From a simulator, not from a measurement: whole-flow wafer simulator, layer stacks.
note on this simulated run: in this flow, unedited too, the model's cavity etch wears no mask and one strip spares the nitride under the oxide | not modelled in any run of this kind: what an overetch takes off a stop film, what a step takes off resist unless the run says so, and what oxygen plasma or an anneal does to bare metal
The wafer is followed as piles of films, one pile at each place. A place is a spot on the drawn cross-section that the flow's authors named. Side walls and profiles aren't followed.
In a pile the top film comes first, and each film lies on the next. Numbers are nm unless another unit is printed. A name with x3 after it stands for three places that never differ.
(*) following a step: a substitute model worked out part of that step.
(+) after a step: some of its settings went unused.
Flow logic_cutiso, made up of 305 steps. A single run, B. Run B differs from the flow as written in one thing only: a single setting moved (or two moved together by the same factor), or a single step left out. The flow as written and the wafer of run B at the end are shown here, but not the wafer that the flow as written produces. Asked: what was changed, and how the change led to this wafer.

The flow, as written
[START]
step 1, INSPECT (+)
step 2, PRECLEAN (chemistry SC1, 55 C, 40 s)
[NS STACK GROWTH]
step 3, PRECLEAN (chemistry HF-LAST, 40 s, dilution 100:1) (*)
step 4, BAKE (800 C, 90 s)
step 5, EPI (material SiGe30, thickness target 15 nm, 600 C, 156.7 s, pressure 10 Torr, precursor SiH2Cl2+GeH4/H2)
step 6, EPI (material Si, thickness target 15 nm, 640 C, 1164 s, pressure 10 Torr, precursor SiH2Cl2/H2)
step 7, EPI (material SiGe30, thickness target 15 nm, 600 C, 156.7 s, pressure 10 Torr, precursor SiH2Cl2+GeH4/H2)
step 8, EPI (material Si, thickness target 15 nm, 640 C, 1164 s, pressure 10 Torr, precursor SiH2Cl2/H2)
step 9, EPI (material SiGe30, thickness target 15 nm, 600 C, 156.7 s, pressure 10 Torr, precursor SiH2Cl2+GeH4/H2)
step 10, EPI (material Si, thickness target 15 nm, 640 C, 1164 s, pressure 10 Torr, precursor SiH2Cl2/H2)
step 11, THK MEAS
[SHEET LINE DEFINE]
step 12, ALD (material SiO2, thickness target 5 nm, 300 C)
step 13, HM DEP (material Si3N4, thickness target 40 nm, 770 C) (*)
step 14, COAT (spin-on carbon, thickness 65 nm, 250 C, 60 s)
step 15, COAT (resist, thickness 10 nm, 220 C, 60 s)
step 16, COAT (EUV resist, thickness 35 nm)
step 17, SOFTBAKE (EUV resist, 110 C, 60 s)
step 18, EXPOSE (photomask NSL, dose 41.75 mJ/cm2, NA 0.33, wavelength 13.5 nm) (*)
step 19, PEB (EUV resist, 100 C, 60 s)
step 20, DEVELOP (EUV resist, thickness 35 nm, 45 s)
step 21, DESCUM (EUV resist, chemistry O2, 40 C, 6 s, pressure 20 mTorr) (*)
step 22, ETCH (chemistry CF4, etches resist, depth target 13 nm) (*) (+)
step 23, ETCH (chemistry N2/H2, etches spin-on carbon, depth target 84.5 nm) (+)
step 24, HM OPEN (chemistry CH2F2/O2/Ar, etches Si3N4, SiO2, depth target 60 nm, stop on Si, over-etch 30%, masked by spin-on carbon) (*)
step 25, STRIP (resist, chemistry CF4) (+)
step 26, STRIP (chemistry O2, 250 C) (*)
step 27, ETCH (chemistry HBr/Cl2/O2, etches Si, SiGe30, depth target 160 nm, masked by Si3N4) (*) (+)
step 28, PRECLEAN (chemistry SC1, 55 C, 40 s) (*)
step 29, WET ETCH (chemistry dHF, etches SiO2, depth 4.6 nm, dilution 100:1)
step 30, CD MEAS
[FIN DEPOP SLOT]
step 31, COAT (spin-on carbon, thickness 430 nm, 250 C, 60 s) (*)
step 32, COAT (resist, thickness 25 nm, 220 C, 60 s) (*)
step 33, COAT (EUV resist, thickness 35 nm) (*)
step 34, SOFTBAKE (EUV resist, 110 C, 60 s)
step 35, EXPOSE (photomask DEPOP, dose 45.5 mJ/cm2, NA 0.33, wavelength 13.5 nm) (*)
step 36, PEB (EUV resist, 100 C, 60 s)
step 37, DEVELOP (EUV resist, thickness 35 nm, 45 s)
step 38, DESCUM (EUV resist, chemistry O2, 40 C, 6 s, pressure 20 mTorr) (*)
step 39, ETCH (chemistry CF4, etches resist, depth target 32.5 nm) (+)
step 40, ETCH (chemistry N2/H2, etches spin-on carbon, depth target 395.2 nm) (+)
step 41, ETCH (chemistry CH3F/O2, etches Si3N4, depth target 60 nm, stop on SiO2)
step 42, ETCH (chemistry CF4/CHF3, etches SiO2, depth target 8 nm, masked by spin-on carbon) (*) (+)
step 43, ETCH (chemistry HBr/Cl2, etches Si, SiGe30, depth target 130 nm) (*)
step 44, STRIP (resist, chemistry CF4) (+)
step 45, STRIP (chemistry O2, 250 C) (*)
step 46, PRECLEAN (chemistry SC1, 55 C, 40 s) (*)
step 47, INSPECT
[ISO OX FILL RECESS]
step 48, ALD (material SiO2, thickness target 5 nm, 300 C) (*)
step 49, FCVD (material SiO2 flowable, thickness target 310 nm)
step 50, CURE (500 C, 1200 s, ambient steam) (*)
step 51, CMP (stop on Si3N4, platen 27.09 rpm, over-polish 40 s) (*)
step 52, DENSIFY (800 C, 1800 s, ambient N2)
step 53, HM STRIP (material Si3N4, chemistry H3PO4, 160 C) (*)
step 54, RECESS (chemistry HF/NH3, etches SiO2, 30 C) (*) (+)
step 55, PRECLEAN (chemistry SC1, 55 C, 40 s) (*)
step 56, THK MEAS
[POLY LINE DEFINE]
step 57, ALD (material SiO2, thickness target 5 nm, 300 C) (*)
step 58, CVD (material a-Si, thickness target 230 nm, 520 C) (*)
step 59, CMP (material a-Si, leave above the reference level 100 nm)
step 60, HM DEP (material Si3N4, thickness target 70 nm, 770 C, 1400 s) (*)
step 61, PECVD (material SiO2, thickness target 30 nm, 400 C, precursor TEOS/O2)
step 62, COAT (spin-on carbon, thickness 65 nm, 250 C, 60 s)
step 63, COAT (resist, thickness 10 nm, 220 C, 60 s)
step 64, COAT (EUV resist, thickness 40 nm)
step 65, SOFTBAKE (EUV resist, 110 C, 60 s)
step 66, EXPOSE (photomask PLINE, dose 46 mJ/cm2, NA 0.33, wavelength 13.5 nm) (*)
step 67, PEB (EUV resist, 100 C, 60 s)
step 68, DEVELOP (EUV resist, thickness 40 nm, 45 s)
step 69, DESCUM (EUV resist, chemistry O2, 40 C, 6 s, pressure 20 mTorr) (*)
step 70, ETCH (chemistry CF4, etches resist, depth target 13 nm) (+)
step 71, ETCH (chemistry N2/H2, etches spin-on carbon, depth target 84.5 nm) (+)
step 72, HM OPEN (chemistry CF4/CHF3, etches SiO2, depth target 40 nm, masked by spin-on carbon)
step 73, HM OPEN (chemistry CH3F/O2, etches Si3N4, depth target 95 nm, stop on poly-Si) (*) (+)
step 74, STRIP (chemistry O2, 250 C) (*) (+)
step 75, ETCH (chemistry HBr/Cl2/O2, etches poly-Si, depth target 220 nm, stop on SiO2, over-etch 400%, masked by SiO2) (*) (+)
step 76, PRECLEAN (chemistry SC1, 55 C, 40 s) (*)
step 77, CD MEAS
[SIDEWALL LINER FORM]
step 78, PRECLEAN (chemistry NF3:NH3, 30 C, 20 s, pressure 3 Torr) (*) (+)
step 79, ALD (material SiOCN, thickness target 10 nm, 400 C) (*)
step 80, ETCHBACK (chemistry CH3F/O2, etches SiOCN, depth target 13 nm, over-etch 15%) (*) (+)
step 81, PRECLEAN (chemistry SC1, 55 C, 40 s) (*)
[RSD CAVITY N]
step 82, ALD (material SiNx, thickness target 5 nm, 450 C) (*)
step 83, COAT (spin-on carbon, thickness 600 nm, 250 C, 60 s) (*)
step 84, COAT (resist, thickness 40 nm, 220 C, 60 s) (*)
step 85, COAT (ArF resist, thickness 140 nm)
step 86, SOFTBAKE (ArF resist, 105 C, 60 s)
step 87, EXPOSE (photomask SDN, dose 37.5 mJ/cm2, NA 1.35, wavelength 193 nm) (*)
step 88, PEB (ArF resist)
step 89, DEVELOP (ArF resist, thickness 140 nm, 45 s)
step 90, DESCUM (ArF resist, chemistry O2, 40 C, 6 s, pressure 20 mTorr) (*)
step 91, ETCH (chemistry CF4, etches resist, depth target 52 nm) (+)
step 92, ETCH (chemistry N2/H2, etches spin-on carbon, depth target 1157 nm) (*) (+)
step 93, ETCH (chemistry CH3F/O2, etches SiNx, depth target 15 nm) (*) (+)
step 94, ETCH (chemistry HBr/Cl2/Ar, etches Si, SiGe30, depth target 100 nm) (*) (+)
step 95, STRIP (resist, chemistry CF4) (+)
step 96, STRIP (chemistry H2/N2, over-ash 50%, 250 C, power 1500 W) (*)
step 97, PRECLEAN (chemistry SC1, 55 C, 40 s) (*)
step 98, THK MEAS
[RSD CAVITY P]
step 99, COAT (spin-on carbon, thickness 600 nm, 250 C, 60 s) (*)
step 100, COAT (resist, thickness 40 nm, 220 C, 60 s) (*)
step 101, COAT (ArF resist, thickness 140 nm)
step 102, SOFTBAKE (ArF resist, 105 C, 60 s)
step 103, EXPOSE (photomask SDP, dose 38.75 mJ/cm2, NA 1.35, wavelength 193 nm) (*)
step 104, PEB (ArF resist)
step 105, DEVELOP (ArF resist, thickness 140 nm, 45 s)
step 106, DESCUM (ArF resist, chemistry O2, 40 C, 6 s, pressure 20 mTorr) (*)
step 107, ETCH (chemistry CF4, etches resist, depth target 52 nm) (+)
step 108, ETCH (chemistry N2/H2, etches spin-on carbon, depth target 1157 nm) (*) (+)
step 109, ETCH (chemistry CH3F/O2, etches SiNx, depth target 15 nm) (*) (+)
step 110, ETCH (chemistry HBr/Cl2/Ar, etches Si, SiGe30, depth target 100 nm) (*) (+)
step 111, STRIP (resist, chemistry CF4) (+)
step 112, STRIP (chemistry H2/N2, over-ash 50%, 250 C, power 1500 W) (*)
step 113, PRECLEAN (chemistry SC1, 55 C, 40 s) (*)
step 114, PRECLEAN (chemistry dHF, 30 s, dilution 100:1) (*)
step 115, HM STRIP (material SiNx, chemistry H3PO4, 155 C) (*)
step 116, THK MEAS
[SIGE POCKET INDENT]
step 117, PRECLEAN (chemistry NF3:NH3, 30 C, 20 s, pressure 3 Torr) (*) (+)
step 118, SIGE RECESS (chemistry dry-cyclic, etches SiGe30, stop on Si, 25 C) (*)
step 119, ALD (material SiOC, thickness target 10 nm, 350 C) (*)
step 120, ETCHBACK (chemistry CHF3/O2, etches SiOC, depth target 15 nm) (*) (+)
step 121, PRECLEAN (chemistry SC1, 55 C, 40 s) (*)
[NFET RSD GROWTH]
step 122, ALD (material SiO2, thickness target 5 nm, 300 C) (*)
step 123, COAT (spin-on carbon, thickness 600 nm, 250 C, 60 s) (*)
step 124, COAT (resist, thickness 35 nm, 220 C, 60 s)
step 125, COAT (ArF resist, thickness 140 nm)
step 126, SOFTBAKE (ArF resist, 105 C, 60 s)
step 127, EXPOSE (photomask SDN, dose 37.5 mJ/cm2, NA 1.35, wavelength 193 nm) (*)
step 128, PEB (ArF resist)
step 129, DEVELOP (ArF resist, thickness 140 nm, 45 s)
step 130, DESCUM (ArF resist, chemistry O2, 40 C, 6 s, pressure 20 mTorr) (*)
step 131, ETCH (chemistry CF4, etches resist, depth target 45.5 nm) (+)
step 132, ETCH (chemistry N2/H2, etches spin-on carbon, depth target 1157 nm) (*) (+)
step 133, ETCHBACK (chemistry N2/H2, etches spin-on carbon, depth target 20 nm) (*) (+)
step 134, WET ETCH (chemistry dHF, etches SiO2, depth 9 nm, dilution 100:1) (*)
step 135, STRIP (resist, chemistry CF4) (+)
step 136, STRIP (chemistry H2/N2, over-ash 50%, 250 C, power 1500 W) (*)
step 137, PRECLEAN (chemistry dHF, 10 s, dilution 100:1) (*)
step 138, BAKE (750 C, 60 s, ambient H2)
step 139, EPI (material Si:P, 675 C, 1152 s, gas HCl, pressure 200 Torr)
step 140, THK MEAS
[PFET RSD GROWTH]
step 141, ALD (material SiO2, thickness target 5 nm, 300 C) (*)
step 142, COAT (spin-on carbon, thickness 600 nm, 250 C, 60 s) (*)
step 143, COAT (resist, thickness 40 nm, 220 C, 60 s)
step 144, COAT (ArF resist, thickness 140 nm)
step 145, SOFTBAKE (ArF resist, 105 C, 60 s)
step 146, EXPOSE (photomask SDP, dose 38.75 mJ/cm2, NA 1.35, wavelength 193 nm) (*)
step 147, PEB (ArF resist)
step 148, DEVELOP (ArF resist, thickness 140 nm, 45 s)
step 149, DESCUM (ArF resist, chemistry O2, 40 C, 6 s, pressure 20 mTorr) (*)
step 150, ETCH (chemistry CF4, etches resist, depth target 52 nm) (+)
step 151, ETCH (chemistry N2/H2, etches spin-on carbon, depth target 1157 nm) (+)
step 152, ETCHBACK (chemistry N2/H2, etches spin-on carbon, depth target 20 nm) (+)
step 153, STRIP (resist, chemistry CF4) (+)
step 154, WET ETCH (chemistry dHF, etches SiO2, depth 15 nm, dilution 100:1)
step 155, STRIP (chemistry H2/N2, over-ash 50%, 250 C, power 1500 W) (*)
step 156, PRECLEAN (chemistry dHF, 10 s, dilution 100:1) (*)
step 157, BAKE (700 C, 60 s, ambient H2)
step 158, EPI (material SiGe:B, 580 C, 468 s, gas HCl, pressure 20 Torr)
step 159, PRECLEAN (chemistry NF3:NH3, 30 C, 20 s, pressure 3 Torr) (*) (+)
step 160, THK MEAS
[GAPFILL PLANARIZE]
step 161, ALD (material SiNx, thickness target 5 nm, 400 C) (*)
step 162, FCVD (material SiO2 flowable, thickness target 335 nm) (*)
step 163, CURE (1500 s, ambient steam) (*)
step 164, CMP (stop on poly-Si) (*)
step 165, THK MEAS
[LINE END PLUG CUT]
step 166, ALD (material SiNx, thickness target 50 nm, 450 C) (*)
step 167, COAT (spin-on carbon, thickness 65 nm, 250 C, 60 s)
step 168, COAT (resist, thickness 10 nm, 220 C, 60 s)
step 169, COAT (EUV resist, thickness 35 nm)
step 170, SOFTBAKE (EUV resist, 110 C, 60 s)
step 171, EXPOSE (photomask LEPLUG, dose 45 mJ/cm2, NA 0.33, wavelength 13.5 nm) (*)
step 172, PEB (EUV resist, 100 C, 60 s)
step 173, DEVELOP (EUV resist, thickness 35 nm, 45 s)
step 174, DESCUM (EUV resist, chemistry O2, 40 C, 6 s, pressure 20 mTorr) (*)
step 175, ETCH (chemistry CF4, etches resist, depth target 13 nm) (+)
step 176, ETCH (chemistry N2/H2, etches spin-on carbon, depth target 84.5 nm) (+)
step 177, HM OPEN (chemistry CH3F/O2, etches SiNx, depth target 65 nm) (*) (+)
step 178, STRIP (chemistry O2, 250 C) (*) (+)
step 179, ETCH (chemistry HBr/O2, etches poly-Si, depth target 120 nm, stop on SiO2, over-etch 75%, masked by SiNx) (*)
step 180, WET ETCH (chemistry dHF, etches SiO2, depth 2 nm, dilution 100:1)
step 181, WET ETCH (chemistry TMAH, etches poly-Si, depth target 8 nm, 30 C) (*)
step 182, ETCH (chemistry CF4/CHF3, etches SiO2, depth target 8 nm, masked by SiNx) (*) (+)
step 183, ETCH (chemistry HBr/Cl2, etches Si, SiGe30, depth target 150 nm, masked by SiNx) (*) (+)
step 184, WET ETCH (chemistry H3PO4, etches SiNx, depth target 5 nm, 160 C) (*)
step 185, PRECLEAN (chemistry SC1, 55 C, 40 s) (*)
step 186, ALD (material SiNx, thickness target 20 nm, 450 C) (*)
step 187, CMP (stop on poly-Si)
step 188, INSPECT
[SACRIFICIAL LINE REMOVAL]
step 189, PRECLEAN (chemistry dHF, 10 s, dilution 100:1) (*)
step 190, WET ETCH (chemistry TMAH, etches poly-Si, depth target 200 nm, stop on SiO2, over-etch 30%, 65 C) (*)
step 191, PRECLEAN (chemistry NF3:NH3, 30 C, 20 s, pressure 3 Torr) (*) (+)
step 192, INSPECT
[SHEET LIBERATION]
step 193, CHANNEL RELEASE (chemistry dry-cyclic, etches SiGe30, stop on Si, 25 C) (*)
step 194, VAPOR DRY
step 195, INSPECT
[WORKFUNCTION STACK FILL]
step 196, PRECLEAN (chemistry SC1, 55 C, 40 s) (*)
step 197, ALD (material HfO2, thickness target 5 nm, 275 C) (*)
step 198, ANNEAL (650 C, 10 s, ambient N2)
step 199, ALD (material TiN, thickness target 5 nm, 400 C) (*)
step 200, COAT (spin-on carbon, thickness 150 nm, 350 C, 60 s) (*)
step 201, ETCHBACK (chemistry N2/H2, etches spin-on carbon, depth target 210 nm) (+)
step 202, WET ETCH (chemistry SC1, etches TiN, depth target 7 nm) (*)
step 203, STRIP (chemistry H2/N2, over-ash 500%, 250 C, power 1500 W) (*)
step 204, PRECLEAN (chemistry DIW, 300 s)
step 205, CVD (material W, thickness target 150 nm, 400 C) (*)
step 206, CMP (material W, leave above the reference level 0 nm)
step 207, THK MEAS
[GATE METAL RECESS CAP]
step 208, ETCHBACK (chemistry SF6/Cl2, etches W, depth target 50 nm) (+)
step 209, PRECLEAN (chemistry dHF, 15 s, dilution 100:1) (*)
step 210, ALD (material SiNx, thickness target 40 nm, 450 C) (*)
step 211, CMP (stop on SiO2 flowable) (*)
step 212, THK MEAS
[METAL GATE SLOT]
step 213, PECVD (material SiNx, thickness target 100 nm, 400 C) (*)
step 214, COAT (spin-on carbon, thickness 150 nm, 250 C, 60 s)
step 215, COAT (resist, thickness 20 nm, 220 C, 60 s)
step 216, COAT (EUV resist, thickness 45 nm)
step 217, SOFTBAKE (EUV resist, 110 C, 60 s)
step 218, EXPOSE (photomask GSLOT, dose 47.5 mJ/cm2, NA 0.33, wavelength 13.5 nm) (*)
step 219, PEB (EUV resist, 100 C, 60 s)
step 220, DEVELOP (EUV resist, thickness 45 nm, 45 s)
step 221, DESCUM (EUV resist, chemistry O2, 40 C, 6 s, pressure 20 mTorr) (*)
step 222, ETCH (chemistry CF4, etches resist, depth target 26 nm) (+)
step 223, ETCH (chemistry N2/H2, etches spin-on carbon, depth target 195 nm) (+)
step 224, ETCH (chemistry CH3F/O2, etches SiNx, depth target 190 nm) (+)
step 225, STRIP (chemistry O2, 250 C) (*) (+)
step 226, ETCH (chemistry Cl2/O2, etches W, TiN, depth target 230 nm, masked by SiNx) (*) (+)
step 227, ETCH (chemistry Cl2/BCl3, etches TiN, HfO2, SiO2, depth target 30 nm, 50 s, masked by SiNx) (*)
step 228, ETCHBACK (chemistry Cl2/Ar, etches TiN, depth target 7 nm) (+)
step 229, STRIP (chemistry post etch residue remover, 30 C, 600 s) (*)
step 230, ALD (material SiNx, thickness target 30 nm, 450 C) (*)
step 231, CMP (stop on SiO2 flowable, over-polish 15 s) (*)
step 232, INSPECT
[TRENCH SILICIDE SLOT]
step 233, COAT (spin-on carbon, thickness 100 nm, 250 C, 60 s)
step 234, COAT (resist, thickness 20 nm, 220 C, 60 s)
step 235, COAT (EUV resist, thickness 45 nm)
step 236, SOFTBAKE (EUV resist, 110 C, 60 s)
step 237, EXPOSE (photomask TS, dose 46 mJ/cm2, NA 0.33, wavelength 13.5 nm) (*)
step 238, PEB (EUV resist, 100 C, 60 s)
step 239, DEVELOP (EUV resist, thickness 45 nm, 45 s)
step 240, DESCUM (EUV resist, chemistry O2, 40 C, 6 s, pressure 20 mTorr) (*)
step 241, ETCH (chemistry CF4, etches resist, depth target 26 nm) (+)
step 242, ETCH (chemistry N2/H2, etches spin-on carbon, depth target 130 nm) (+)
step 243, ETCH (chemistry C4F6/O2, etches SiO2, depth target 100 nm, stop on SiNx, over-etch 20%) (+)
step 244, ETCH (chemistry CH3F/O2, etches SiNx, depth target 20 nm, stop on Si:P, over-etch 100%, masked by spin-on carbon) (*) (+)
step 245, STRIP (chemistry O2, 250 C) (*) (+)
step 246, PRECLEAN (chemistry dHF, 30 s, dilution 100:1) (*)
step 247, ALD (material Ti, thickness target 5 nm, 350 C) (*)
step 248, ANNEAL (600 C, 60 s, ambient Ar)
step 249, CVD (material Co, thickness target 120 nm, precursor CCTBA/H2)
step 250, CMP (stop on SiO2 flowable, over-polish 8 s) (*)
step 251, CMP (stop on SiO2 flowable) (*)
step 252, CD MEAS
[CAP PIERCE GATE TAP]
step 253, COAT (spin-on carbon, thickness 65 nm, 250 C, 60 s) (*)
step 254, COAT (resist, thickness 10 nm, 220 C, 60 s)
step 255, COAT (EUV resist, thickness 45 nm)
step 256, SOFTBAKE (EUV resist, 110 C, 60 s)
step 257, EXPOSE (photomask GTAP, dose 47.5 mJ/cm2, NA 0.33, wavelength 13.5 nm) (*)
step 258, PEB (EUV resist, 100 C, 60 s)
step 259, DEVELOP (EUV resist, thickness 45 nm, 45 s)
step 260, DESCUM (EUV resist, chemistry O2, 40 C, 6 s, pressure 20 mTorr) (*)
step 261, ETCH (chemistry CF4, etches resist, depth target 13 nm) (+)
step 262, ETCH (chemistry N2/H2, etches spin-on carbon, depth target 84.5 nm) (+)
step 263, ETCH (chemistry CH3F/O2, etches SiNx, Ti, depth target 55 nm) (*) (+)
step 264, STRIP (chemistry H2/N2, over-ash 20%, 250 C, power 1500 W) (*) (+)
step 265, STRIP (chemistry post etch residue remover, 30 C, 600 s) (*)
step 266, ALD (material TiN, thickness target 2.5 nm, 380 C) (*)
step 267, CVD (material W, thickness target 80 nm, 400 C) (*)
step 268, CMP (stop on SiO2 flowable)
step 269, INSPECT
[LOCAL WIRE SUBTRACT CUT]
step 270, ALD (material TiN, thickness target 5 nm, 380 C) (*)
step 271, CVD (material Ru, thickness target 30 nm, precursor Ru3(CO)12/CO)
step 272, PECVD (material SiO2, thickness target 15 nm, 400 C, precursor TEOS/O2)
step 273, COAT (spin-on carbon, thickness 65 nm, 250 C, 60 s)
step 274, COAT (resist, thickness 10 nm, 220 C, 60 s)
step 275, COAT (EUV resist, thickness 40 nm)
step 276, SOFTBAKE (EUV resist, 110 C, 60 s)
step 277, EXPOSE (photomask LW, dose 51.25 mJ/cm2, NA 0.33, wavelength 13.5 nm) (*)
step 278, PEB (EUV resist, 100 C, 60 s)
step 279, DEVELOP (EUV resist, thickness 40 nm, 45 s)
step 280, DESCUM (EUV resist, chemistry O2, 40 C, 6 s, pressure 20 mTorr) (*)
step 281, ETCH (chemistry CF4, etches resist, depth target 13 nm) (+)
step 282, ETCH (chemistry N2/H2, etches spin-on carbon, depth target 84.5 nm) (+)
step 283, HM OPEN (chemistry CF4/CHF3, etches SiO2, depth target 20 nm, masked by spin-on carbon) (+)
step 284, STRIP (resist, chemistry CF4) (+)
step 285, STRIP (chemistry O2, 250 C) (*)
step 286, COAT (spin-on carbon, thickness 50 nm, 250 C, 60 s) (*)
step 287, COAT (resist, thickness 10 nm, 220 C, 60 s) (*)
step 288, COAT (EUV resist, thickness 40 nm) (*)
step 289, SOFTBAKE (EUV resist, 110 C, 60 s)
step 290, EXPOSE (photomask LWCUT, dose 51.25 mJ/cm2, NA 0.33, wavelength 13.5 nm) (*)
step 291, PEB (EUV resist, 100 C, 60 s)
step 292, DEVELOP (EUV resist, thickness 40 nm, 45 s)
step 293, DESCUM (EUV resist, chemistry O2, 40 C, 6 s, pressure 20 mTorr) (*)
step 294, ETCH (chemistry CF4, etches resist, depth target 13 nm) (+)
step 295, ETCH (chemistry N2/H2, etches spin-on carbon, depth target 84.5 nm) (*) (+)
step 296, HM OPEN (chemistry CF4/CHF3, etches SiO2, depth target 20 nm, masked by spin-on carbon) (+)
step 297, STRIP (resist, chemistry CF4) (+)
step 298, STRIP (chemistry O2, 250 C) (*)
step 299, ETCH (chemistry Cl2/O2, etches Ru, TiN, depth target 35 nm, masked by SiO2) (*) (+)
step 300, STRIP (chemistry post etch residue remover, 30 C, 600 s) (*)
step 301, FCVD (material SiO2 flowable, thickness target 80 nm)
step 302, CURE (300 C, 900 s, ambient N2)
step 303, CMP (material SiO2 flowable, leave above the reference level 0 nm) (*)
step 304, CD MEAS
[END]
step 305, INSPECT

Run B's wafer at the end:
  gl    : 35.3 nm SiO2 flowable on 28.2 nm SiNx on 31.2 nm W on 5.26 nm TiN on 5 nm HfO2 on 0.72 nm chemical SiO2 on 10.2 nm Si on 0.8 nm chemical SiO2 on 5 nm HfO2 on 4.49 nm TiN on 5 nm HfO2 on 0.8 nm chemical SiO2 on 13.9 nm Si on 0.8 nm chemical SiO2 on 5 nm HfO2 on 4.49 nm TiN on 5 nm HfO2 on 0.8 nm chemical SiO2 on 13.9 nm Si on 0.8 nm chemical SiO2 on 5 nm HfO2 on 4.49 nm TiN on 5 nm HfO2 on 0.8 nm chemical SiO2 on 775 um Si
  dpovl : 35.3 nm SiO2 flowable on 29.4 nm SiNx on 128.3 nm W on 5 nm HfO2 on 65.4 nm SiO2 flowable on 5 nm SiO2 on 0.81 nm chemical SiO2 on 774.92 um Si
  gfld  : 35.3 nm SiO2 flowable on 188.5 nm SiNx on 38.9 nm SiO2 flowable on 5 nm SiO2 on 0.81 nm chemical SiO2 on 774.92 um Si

The reason: step 10, EPI: 960.6 s was run, while the flow as written has 1164 s.

How this came from the change, step by step:
  step 10, EPI (material Si, thickness target 15 nm, 640 C, 1164 s, pressure 10 Torr, precursor SiH2Cl2/H2)
      depop, dpovl, gfld and 19 more: Si gains 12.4 (new film) (it would be, as written: Si gains 15 (new film))
  step 27, ETCH (chemistry HBr/Cl2/O2, etches Si, SiGe30, depth target 160 nm, masked by Si3N4) (*) (+)
      gfld, gxf, iso, lnri: chemical SiO2 loses 0.79 (all of it), Si loses 8.73 (all of it), SiGe30 loses 15 (all of it), Si loses 15 (all of it), SiGe30 loses 15 (all of it), Si loses 15 (all of it), SiGe30 loses 15 (all of it), Si loses 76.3 (it would be, as written: chemical SiO2 loses 0.79 (all of it), Si loses 11.4 (all of it), SiGe30 loses 15 (all of it), Si loses 15 (all of it), SiGe30 loses 15 (all of it), Si loses 15 (all of it), SiGe30 loses 15 (all of it), Si loses 73.6)
      dpovl, nsgap: chemical SiO2 loses 0.79 (all of it), Si loses 9.13 (all of it), SiGe30 loses 15 (all of it), Si loses 15 (all of it), SiGe30 loses 15 (all of it), Si loses 15 (all of it), SiGe30 loses 15 (all of it), Si loses 75.9 (it would be, as written: chemical SiO2 loses 0.79 (all of it), Si loses 11.8 (all of it), SiGe30 loses 15 (all of it), Si loses 15 (all of it), SiGe30 loses 15 (all of it), Si loses 15 (all of it), SiGe30 loses 15 (all of it), Si loses 73.2)
      (also at 1 further place)
  step 43, ETCH (chemistry HBr/Cl2, etches Si, SiGe30, depth target 130 nm) (*)
      depop: Si loses 11.4 (all of it), SiGe30 loses 15 (all of it), Si loses 15 (all of it), SiGe30 loses 15 (all of it), Si loses 15 (all of it), SiGe30 loses 15 (all of it), Si loses 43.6 (it would be, as written: Si loses 14 (all of it), SiGe30 loses 15 (all of it), Si loses 15 (all of it), SiGe30 loses 15 (all of it), Si loses 15 (all of it), SiGe30 loses 15 (all of it), Si loses 41)
  step 94, ETCH (chemistry HBr/Cl2/Ar, etches Si, SiGe30, depth target 100 nm) (*) (+)
      rsdn, rsdx: chemical SiO2 loses 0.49 (all of it), Si loses 10.2 (all of it), SiGe30 loses 15 (all of it), Si loses 15 (all of it), SiGe30 loses 15 (all of it), Si loses 15 (all of it), SiGe30 loses 15 (all of it), Si loses 14.8 (it would be, as written: chemical SiO2 loses 0.49 (all of it), Si loses 12.8 (all of it), SiGe30 loses 15 (all of it), Si loses 15 (all of it), SiGe30 loses 15 (all of it), Si loses 15 (all of it), SiGe30 loses 15 (all of it), Si loses 12.2)
  step 110, ETCH (chemistry HBr/Cl2/Ar, etches Si, SiGe30, depth target 100 nm) (*) (+)
      rsdp, rsdw: chemical SiO2 loses 0.49 (all of it), Si loses 10.2 (all of it), SiGe30 loses 15 (all of it), Si loses 15 (all of it), SiGe30 loses 15 (all of it), Si loses 15 (all of it), SiGe30 loses 15 (all of it), Si loses 14.8 (it would be, as written: chemical SiO2 loses 0.49 (all of it), Si loses 12.8 (all of it), SiGe30 loses 15 (all of it), Si loses 15 (all of it), SiGe30 loses 15 (all of it), Si loses 15 (all of it), SiGe30 loses 15 (all of it), Si loses 12.2)
  step 183, ETCH (chemistry HBr/Cl2, etches Si, SiGe30, depth target 150 nm, masked by SiNx) (*) (+)
      plug: Si loses 10.9 (all of it), SiGe30 loses 15 (all of it), Si loses 15 (all of it), SiGe30 loses 15 (all of it), Si loses 15 (all of it), SiGe30 loses 15 (all of it), Si loses 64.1 (it would be, as written: Si loses 13.6 (all of it), SiGe30 loses 15 (all of it), Si loses 15 (all of it), SiGe30 loses 15 (all of it), Si loses 15 (all of it), SiGe30 loses 15 (all of it), Si loses 61.4)
